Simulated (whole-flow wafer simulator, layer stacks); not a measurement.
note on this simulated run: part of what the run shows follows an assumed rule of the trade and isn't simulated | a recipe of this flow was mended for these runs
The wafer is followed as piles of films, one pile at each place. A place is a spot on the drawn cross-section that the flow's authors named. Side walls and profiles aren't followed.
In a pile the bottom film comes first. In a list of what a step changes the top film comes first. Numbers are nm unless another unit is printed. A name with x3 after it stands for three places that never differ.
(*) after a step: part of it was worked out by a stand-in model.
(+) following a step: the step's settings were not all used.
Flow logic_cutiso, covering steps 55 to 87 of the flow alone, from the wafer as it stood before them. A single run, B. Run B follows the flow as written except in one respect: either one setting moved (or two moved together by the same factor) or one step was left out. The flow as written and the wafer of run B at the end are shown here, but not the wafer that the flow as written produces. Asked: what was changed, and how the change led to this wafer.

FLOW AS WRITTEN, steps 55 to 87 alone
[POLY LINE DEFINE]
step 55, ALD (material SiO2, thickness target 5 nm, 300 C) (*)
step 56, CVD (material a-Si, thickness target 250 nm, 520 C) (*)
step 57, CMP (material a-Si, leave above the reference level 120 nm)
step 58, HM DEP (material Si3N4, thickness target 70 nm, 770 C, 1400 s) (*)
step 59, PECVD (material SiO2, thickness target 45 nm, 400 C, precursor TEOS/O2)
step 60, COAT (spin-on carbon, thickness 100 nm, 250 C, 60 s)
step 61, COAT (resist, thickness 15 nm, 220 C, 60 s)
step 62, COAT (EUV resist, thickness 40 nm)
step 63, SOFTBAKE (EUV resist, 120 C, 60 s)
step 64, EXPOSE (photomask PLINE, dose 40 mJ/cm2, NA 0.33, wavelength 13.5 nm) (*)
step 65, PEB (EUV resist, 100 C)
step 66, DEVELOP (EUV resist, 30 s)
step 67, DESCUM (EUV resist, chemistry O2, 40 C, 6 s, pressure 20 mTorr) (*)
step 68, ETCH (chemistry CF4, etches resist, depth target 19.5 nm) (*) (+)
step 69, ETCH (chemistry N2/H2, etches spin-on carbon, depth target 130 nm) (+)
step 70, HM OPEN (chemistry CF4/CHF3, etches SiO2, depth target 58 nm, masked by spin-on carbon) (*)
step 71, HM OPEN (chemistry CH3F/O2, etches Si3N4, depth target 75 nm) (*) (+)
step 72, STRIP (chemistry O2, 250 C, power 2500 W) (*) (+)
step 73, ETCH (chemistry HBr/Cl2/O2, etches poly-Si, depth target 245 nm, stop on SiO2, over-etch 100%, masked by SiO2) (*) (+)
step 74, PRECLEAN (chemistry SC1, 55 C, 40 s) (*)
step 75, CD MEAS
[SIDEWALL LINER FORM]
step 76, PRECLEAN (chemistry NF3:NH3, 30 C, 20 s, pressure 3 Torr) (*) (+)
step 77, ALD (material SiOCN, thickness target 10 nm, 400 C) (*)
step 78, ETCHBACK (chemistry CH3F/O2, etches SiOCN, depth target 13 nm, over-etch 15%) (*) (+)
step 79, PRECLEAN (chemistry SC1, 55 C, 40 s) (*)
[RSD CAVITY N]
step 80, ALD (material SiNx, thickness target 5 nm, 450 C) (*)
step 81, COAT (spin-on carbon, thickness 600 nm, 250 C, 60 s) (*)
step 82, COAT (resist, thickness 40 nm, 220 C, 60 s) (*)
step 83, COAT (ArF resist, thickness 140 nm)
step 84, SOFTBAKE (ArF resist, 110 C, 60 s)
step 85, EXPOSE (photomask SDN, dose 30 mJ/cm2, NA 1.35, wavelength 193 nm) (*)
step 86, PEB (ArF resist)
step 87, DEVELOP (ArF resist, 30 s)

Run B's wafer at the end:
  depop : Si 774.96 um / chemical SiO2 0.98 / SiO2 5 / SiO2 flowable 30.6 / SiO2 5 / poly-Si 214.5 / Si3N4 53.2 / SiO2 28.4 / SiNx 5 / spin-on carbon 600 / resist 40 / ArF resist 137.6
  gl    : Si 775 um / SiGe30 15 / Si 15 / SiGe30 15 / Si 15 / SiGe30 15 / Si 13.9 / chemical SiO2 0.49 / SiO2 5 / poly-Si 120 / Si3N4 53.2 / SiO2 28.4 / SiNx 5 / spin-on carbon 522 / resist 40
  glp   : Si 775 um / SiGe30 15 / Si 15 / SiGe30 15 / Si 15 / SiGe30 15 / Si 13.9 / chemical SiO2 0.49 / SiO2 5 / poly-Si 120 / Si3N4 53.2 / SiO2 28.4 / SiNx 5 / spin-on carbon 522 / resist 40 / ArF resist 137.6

The reason: step 58, HM DEP: thickness target 53.2 nm was run, while the flow as written has thickness target 70 nm; step 58, HM DEP: 1064 s was run, where the flow has 1400 s.
The wafer itself shows it: depop has Si3N4 53.2, and step 58 as written asks for 70 nm.

Step by step, how the change led to this:
  step 58, HM DEP (material Si3N4, thickness target 70 nm, 770 C, 1400 s) (*)
      gl, glp, gxn and 11 more: Si3N4 gains 53.2 (new film), poly-Si gains 120 (new film), a-Si loses 120 (all of it) (in the flow as written it would be: Si3N4 gains 70 (new film), poly-Si gains 120 (new film), a-Si loses 120 (all of it))
      depop, dpovl x3, gfld, gxf, iso, lnri: Si3N4 gains 53.2 (new film), poly-Si gains 214.5 (new film), a-Si loses 214.5 (all of it) (in the flow as written it would be: Si3N4 gains 70 (new film), poly-Si gains 214.5 (new film), a-Si loses 214.5 (all of it))
  step 71, HM OPEN (chemistry CH3F/O2, etches Si3N4, depth target 75 nm) (*) (+)
      iso, lnr, lnri and 6 more: Si3N4 loses 38.4 (all of it), poly-Si loses 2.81 (in the flow as written it would be: Si3N4 loses 55.2 (all of it), poly-Si loses 1.52)
